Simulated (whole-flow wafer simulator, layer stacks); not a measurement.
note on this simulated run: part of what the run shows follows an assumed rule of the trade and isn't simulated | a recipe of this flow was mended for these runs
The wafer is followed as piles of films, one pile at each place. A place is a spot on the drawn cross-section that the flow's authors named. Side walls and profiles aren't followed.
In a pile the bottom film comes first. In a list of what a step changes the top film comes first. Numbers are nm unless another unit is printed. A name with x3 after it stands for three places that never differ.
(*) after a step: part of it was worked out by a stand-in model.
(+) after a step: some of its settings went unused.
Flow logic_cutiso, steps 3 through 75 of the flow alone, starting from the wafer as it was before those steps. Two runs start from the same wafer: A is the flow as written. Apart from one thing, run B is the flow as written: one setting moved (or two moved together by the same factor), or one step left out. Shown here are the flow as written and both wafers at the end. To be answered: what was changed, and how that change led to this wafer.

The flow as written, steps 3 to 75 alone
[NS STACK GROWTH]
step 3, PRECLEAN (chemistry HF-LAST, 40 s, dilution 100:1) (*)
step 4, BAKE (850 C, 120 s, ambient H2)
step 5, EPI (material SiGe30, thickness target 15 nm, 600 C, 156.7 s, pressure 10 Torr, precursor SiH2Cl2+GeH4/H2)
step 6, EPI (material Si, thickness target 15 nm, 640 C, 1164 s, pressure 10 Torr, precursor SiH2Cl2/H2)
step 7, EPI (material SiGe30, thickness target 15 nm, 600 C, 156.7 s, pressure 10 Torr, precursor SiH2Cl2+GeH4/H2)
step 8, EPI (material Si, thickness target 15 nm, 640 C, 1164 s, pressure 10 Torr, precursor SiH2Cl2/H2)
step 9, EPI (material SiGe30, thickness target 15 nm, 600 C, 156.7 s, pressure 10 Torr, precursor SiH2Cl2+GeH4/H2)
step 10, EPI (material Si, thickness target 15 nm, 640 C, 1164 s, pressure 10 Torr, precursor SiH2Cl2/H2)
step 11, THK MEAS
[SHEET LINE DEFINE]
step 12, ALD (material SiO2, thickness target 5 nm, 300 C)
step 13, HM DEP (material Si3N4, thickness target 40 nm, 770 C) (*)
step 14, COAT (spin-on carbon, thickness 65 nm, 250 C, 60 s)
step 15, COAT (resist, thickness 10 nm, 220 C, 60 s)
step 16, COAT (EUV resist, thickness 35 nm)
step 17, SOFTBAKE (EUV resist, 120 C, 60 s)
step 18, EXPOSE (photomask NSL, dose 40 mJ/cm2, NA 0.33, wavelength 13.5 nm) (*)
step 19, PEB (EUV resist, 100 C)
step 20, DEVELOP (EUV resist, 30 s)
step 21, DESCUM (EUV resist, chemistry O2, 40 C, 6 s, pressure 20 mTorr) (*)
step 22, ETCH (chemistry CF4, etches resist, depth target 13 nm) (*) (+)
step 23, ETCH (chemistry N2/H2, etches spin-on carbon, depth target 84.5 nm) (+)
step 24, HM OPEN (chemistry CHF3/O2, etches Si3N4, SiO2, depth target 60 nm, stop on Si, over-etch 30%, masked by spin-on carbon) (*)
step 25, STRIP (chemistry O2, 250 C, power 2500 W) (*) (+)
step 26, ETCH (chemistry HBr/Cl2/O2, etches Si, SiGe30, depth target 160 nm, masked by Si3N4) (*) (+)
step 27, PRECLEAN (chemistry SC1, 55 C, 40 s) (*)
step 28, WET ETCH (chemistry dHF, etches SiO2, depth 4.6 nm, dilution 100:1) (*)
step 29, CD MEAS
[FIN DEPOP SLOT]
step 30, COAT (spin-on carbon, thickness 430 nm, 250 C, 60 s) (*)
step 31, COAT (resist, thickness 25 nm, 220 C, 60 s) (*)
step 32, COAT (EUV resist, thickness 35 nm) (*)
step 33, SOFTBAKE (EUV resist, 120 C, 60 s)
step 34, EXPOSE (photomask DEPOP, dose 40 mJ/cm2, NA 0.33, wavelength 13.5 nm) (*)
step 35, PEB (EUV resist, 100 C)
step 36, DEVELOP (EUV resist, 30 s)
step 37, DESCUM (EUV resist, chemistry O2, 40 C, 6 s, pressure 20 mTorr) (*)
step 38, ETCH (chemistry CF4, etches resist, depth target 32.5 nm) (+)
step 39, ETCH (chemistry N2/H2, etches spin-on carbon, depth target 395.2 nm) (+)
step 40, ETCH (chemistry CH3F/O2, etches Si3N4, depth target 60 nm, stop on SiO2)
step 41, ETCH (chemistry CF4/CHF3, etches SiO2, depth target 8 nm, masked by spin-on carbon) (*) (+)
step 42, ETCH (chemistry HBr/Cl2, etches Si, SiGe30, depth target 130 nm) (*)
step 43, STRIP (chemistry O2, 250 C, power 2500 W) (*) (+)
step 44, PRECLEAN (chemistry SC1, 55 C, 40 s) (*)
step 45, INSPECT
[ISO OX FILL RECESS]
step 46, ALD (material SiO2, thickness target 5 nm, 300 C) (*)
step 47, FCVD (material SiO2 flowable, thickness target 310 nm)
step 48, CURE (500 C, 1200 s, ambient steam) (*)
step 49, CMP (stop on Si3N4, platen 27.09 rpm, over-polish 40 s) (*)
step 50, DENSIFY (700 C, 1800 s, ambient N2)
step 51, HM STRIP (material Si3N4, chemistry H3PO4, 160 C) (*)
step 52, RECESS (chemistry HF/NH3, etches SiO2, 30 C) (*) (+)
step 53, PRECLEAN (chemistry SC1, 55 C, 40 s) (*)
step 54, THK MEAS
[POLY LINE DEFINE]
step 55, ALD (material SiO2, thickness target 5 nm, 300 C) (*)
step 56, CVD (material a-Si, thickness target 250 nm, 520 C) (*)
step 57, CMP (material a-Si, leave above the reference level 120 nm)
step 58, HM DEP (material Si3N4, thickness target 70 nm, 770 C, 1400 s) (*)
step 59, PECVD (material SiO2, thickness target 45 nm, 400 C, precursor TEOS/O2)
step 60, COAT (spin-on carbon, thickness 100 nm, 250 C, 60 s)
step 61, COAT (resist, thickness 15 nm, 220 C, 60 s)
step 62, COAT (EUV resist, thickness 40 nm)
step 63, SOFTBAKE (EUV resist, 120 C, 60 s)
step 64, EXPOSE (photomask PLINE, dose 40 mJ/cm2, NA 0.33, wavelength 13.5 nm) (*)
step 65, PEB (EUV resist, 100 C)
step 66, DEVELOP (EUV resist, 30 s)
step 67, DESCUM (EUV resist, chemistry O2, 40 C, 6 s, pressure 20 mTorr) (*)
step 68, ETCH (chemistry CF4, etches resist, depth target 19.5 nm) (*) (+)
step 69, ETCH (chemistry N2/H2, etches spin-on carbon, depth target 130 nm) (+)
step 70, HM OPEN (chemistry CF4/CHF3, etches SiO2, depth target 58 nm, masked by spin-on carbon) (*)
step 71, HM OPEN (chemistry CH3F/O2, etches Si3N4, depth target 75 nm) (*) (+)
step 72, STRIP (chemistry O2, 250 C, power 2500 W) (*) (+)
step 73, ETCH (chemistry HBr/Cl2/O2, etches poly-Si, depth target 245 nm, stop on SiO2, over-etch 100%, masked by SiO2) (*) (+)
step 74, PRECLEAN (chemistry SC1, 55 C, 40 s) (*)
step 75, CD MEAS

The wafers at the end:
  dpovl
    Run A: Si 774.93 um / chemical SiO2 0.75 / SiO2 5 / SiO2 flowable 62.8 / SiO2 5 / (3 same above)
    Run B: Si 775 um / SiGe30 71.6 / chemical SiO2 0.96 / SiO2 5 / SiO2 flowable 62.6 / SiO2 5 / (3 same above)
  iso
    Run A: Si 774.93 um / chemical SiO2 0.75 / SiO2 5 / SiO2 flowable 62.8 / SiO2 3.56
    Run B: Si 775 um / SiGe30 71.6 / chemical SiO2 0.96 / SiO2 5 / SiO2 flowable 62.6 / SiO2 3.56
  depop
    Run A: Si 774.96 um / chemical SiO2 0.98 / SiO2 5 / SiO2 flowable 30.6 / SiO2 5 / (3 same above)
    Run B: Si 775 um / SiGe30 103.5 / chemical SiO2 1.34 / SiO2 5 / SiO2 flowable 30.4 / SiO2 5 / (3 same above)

What caused this: step 5, EPI: 735 C was run, whereas the flow has 600 C.

How this came from the change, step by step:
  step 5, EPI (material SiGe30, thickness target 15 nm, 600 C, 156.7 s, pressure 10 Torr, precursor SiH2Cl2+GeH4/H2)
      depop, dpovl, gfld and 19 more: A +15 SiGe30 (new film) | B +160.3 SiGe30 (new film)
  step 26, ETCH (chemistry HBr/Cl2/O2, etches Si, SiGe30, depth target 160 nm, masked by Si3N4) (*) (+)
      dpovl, gfld, gxf, iso, isow, lnri, nsgap: A -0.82 chemical SiO2 (all of it), -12 Si (all of it), -15 SiGe30 (all of it), -15 Si (all of it), -15 SiGe30 (all of it), -15 Si (all of it), -15 SiGe30 (all of it), -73 Si | B -0.82 chemical SiO2 (all of it), -12 Si (all of it), -15 SiGe30 (all of it), -15 Si (all of it), -15 SiGe30 (all of it), -15 Si (all of it), -88 SiGe30
  step 42, ETCH (chemistry HBr/Cl2, etches Si, SiGe30, depth target 130 nm) (*)
      depop: A -13.8 Si (all of it), -15 SiGe30 (all of it), -15 Si (all of it), -15 SiGe30 (all of it), -15 Si (all of it), -15 SiGe30 (all of it), -41.2 Si | B -13.8 Si (all of it), -15 SiGe30 (all of it), -15 Si (all of it), -15 SiGe30 (all of it), -15 Si (all of it), -56.2 SiGe30
  step 43, STRIP (chemistry O2, 250 C, power 2500 W) (*) (+)
      depop: A +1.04 chemical SiO2 (new film), -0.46 Si | B +1.41 chemical SiO2 (new film), -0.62 SiGe30
